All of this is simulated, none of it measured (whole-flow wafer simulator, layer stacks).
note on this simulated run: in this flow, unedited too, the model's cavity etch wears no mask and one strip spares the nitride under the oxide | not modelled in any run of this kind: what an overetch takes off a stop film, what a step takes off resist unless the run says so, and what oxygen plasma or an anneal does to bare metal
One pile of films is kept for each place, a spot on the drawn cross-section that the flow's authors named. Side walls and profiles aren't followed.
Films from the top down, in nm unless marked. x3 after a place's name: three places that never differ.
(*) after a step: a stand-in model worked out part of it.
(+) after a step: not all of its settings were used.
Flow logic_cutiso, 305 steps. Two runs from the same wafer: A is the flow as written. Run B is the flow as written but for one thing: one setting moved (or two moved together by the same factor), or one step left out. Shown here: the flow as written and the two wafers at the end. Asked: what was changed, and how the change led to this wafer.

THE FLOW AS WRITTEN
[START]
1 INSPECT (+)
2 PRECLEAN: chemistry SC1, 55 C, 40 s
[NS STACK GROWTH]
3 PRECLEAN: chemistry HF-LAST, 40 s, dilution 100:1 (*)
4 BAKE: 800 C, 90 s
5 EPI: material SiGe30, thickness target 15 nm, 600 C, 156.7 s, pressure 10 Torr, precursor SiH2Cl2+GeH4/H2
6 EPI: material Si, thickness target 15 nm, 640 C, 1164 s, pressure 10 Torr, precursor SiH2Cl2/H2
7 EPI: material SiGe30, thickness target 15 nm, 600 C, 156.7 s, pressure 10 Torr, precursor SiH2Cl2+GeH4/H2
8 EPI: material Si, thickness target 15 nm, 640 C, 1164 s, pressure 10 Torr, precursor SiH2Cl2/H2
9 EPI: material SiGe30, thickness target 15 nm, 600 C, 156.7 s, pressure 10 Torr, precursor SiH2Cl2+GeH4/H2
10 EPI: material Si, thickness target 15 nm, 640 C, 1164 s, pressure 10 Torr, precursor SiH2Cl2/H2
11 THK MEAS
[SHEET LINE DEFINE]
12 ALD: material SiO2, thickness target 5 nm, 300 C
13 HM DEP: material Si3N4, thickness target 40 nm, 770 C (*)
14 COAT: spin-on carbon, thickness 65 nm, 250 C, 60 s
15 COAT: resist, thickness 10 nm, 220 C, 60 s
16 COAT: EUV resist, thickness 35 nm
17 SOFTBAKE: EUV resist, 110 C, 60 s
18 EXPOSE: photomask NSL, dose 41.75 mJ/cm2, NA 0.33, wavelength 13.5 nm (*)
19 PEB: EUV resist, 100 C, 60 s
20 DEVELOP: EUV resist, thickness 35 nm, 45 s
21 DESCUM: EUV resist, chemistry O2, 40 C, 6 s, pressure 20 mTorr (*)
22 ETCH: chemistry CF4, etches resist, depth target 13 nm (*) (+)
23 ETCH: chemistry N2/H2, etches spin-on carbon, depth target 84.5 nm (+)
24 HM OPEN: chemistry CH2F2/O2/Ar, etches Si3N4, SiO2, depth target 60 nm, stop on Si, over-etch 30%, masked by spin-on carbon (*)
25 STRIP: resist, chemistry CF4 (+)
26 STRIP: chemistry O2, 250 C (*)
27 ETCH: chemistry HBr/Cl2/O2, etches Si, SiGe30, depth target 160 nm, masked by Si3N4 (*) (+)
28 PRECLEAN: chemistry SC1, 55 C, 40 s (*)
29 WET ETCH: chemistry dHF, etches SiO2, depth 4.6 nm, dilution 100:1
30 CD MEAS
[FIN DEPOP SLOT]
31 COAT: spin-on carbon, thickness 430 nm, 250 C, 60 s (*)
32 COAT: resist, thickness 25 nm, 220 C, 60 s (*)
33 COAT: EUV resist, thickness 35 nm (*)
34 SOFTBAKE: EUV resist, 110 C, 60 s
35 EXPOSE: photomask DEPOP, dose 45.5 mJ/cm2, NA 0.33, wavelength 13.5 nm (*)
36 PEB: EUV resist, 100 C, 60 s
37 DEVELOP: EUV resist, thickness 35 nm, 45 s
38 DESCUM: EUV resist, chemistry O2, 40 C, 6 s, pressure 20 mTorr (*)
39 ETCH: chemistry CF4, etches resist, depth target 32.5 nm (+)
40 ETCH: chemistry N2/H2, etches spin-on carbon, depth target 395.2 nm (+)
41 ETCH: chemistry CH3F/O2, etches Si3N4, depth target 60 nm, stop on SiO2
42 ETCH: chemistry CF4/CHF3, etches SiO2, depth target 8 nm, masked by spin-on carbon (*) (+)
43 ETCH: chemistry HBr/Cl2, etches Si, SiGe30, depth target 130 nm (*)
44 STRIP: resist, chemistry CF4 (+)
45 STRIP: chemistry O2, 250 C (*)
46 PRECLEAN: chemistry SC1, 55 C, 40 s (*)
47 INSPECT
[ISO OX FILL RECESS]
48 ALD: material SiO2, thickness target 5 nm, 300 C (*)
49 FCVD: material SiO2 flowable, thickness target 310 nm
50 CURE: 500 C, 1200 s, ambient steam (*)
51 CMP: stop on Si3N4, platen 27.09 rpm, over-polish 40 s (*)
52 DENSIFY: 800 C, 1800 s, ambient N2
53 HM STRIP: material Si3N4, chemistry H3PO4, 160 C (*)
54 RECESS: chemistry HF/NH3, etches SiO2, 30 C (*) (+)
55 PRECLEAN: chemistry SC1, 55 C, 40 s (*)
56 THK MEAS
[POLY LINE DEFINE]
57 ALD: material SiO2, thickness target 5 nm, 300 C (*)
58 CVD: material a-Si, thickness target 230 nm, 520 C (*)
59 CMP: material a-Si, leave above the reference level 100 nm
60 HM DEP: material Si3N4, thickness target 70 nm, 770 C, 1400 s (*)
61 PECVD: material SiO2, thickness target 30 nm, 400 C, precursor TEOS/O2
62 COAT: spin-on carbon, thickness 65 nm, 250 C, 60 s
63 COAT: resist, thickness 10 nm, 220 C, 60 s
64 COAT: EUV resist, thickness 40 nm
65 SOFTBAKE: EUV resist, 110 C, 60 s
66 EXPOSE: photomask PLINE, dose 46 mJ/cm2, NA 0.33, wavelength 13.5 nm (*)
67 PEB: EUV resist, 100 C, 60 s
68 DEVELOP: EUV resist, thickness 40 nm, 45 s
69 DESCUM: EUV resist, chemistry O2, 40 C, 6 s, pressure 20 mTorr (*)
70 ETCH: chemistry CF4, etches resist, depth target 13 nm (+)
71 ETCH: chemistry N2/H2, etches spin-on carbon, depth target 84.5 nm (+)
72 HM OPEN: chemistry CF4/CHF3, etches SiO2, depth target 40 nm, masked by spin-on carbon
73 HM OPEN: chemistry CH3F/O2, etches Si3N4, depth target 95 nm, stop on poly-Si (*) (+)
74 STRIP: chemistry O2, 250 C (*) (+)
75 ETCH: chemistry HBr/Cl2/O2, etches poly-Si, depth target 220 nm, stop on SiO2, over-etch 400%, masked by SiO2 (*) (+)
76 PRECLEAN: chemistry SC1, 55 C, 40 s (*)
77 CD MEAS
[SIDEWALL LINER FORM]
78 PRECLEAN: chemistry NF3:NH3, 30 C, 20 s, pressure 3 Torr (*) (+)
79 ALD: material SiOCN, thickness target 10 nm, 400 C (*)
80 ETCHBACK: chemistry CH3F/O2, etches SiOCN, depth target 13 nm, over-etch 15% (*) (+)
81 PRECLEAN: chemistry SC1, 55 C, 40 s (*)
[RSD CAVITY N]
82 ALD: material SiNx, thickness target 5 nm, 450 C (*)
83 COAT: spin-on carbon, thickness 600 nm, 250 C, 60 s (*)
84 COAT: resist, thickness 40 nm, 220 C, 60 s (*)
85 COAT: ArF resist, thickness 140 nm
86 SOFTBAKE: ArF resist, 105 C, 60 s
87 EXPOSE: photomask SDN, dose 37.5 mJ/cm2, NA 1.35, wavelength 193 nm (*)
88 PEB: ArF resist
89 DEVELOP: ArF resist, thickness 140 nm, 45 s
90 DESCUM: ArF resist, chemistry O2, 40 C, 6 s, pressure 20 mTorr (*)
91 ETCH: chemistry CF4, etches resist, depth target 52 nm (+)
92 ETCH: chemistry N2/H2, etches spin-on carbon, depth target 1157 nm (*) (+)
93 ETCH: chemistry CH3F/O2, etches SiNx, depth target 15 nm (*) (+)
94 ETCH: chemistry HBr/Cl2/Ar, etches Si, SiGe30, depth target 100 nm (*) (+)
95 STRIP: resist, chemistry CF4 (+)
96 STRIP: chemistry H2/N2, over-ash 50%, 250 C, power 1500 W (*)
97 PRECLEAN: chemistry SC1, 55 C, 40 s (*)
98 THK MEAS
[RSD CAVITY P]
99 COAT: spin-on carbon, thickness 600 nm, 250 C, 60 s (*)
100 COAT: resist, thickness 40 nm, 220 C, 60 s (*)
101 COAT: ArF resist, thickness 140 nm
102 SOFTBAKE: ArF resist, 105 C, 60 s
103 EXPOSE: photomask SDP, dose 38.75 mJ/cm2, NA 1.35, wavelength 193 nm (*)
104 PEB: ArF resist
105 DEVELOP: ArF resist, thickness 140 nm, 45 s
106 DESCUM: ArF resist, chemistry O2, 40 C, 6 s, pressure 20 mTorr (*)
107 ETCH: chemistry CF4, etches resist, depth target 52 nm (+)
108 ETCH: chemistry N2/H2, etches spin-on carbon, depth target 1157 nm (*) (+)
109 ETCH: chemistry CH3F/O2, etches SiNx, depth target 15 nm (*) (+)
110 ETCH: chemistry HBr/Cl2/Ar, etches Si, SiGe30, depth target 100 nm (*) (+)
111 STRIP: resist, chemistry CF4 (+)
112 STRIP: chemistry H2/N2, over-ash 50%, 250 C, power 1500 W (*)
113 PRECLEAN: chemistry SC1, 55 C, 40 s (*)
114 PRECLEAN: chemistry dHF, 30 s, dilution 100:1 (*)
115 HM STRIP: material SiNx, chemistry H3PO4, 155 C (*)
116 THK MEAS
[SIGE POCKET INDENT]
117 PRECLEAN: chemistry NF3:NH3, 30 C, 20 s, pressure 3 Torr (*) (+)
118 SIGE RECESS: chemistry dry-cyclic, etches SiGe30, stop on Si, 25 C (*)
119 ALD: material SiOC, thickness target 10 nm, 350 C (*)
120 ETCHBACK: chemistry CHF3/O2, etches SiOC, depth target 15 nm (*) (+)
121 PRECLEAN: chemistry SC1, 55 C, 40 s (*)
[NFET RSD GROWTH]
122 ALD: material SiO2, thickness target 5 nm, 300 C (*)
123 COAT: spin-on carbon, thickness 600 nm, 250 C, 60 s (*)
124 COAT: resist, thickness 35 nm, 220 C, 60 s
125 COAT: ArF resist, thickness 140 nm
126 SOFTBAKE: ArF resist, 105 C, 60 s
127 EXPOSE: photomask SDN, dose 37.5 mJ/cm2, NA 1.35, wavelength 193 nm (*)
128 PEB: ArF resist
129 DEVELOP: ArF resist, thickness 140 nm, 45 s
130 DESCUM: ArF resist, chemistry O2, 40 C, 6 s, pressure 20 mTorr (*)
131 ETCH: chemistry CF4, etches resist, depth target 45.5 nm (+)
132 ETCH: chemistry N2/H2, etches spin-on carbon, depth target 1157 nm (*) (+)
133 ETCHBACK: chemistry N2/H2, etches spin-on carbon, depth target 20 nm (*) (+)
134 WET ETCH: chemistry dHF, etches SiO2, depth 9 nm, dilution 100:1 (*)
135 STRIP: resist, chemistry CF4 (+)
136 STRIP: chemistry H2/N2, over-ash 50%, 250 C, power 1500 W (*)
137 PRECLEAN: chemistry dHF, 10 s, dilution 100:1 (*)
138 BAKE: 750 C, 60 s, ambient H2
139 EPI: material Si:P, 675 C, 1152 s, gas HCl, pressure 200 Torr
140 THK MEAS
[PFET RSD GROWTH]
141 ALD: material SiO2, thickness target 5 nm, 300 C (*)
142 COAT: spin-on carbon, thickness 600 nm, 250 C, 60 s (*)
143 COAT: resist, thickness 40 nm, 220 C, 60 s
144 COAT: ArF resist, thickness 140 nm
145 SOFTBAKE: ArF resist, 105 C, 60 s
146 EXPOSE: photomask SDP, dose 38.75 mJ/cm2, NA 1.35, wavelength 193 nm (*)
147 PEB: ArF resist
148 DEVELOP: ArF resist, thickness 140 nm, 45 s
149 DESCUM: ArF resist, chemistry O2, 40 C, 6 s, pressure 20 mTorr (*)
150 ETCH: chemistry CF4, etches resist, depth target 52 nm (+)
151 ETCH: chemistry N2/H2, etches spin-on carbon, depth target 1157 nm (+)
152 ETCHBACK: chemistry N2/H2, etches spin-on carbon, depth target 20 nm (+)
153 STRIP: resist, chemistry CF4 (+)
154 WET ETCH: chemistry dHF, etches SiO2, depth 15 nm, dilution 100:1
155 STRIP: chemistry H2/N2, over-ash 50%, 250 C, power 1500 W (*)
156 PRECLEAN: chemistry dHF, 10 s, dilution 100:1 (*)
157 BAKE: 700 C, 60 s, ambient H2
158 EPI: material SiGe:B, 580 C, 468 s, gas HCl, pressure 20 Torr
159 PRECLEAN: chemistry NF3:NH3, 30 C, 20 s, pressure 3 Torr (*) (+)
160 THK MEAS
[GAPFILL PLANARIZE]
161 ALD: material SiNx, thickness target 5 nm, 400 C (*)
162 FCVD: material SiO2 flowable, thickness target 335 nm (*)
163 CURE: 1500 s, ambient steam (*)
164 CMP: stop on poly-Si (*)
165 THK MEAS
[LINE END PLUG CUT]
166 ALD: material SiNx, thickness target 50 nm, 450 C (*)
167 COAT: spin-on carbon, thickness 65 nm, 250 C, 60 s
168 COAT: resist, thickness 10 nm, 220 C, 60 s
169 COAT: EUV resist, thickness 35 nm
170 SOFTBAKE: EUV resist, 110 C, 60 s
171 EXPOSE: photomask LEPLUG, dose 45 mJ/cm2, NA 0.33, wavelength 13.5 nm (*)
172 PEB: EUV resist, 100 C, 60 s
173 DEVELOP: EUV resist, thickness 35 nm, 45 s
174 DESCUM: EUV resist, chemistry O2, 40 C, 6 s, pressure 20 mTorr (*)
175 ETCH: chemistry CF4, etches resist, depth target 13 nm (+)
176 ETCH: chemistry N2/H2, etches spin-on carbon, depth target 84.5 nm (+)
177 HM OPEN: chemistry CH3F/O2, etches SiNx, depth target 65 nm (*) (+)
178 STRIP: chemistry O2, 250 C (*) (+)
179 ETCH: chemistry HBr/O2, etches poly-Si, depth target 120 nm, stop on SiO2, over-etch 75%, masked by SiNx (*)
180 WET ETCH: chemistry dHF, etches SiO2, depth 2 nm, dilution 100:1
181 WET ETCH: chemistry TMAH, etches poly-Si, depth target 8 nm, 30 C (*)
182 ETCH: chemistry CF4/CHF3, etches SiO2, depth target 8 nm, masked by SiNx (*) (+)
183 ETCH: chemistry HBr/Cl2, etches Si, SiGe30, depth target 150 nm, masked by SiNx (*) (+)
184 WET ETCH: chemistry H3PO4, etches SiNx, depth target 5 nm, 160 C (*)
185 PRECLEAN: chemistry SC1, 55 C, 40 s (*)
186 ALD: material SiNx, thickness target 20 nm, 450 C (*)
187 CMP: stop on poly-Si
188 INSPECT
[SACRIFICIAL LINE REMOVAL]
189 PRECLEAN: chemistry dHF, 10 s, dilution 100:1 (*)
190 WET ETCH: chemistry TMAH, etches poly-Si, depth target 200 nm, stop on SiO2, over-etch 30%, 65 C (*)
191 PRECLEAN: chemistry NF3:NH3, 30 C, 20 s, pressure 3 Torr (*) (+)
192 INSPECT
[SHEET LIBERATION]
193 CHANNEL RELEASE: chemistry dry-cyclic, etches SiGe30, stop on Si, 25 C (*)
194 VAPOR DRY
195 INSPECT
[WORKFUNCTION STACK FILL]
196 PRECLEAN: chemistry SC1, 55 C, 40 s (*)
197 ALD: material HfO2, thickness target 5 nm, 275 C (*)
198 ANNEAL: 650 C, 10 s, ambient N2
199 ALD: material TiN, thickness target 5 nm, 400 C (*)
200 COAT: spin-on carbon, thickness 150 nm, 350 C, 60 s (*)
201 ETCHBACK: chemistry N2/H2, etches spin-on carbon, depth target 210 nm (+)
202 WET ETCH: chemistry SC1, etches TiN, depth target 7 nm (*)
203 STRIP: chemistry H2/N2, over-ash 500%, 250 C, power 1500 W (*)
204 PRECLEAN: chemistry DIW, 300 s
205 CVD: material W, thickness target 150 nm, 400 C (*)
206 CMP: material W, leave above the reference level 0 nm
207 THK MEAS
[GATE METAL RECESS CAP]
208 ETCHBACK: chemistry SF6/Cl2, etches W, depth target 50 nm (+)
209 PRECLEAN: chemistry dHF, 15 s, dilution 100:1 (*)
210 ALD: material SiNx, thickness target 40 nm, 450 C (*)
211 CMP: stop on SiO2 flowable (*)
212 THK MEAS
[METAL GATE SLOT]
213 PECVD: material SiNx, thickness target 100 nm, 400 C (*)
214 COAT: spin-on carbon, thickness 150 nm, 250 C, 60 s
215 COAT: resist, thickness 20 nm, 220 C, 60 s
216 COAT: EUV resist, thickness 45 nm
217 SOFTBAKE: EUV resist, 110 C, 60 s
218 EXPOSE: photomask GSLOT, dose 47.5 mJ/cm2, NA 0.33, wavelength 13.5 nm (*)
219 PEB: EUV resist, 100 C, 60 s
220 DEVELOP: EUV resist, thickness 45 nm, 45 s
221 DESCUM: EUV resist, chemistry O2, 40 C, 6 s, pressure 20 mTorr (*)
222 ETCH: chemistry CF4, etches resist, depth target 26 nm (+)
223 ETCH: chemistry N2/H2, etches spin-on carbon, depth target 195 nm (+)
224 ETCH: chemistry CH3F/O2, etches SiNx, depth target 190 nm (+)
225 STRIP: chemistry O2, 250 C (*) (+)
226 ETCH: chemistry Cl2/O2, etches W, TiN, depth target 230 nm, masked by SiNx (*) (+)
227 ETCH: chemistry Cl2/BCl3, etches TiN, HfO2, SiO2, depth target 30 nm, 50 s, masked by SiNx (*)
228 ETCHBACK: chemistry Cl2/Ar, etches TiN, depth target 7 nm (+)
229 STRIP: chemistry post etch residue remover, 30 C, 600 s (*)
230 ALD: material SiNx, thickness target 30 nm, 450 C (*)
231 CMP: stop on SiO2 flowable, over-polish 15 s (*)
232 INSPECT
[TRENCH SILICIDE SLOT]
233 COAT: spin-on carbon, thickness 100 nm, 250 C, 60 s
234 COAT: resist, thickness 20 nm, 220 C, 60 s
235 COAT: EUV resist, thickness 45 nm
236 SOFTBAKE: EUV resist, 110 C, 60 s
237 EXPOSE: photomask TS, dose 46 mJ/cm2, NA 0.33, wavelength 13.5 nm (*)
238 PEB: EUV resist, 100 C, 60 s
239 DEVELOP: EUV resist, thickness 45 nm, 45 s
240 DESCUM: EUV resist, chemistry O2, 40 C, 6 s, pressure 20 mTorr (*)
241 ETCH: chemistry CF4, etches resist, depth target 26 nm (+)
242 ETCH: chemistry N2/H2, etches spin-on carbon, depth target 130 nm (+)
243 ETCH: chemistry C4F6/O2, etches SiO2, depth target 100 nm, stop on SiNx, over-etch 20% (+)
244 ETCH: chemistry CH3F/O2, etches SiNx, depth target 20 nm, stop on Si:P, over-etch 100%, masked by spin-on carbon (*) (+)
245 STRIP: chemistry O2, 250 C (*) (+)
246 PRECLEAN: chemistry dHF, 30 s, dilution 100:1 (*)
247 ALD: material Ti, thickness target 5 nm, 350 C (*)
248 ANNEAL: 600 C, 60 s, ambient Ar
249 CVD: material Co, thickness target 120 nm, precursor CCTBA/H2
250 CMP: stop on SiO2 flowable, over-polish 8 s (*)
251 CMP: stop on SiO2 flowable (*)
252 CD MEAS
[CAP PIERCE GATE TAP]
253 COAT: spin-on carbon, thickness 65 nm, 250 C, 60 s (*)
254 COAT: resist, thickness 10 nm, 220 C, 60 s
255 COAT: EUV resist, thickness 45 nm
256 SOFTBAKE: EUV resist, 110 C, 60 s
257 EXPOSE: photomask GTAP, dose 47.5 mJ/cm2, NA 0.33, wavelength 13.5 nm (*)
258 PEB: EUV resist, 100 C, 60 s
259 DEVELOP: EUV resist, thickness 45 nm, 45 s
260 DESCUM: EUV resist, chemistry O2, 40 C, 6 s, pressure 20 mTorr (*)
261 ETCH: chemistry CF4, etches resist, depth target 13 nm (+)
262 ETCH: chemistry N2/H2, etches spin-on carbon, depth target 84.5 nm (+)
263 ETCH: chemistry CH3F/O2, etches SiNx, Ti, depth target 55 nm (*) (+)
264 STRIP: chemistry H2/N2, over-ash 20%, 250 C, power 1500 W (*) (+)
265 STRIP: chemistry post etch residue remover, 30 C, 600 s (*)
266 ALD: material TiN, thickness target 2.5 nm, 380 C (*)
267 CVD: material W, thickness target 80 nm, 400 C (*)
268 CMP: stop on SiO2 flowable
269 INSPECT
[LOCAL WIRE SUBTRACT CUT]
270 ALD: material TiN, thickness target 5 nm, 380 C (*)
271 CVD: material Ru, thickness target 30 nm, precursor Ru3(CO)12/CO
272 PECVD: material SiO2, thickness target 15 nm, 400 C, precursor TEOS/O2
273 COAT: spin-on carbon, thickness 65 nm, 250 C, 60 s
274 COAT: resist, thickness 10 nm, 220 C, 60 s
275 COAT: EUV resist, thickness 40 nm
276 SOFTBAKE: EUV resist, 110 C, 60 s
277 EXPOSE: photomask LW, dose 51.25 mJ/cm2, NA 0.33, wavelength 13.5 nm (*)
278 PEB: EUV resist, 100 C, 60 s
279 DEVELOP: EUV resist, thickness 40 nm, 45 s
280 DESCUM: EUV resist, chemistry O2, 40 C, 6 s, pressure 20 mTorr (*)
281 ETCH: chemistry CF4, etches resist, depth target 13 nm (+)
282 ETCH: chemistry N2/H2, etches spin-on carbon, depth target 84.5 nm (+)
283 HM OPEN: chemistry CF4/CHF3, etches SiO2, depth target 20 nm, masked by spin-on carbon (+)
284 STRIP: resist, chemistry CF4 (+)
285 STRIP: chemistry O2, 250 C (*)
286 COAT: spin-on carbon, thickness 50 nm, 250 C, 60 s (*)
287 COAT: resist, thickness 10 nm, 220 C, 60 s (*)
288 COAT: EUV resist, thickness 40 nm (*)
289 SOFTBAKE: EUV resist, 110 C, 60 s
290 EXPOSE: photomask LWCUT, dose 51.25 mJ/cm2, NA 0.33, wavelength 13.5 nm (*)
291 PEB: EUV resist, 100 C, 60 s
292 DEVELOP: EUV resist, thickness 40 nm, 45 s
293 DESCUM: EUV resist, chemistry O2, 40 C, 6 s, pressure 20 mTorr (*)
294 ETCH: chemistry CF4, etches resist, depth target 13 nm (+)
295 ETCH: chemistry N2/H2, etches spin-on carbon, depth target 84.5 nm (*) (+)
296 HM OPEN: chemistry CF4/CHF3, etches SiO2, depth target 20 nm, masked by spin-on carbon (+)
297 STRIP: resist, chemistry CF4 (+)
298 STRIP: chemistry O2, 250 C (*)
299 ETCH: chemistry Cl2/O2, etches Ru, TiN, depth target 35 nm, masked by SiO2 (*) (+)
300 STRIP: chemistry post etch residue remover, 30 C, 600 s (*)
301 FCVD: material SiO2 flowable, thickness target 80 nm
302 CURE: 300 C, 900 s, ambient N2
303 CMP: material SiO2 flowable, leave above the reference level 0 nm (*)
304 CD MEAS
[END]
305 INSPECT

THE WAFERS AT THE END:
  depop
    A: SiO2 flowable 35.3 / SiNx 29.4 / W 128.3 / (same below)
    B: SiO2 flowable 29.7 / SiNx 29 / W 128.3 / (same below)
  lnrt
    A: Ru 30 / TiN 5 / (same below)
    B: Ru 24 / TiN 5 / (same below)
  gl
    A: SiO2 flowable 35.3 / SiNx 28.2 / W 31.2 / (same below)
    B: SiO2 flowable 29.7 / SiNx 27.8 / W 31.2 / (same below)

The cause: step 271, CVD: thickness target 24 nm was run, where the flow has thickness target 30 nm.
It can be read off the wafer: lnrt has Ru 24, and step 271 as written asks for 30 nm.

How the change led to this, step by step:
  271 CVD: material Ru, thickness target 30 nm, precursor Ru3(CO)12/CO
      depop, dpovl, gfld and 19 more: A Ru +30 (new film) | B Ru +24 (new film)
  299 ETCH: chemistry Cl2/O2, etches Ru, TiN, depth target 35 nm, masked by SiO2 (*) (+)
      depop, dpovl, gfld and 9 more: A Ru -29.6 (all of it), TiN -5 (all of it) | B Ru -23.6 (all of it), TiN -5 (all of it), SiNx -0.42
      iso, rsdx: A Ru -29.6 (all of it), TiN -5 (all of it) | B Ru -23.6 (all of it), TiN -5 (all of it), SiO2 flowable -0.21
      (and at 4 more places)
  301 FCVD: material SiO2 flowable, thickness target 80 nm
      lnrt, rsdn, rsdp, tap: A SiO2 flowable +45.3 (new film) | B SiO2 flowable +49.4 (new film)
      lnr, lnri, lnrp: A SiO2 flowable +94.2 (new film) | B SiO2 flowable +92.2 (new film)
  303 CMP: material SiO2 flowable, leave above the reference level 0 nm (*)
      gfld, gl, glp and 10 more: A SiO2 flowable -59.2 | B SiO2 flowable -63.2
      depop, dpovl, isow, ns, nsgap: A SiO2 flowable -44.7 | B SiO2 flowable -50.3
      (and at 4 more places)
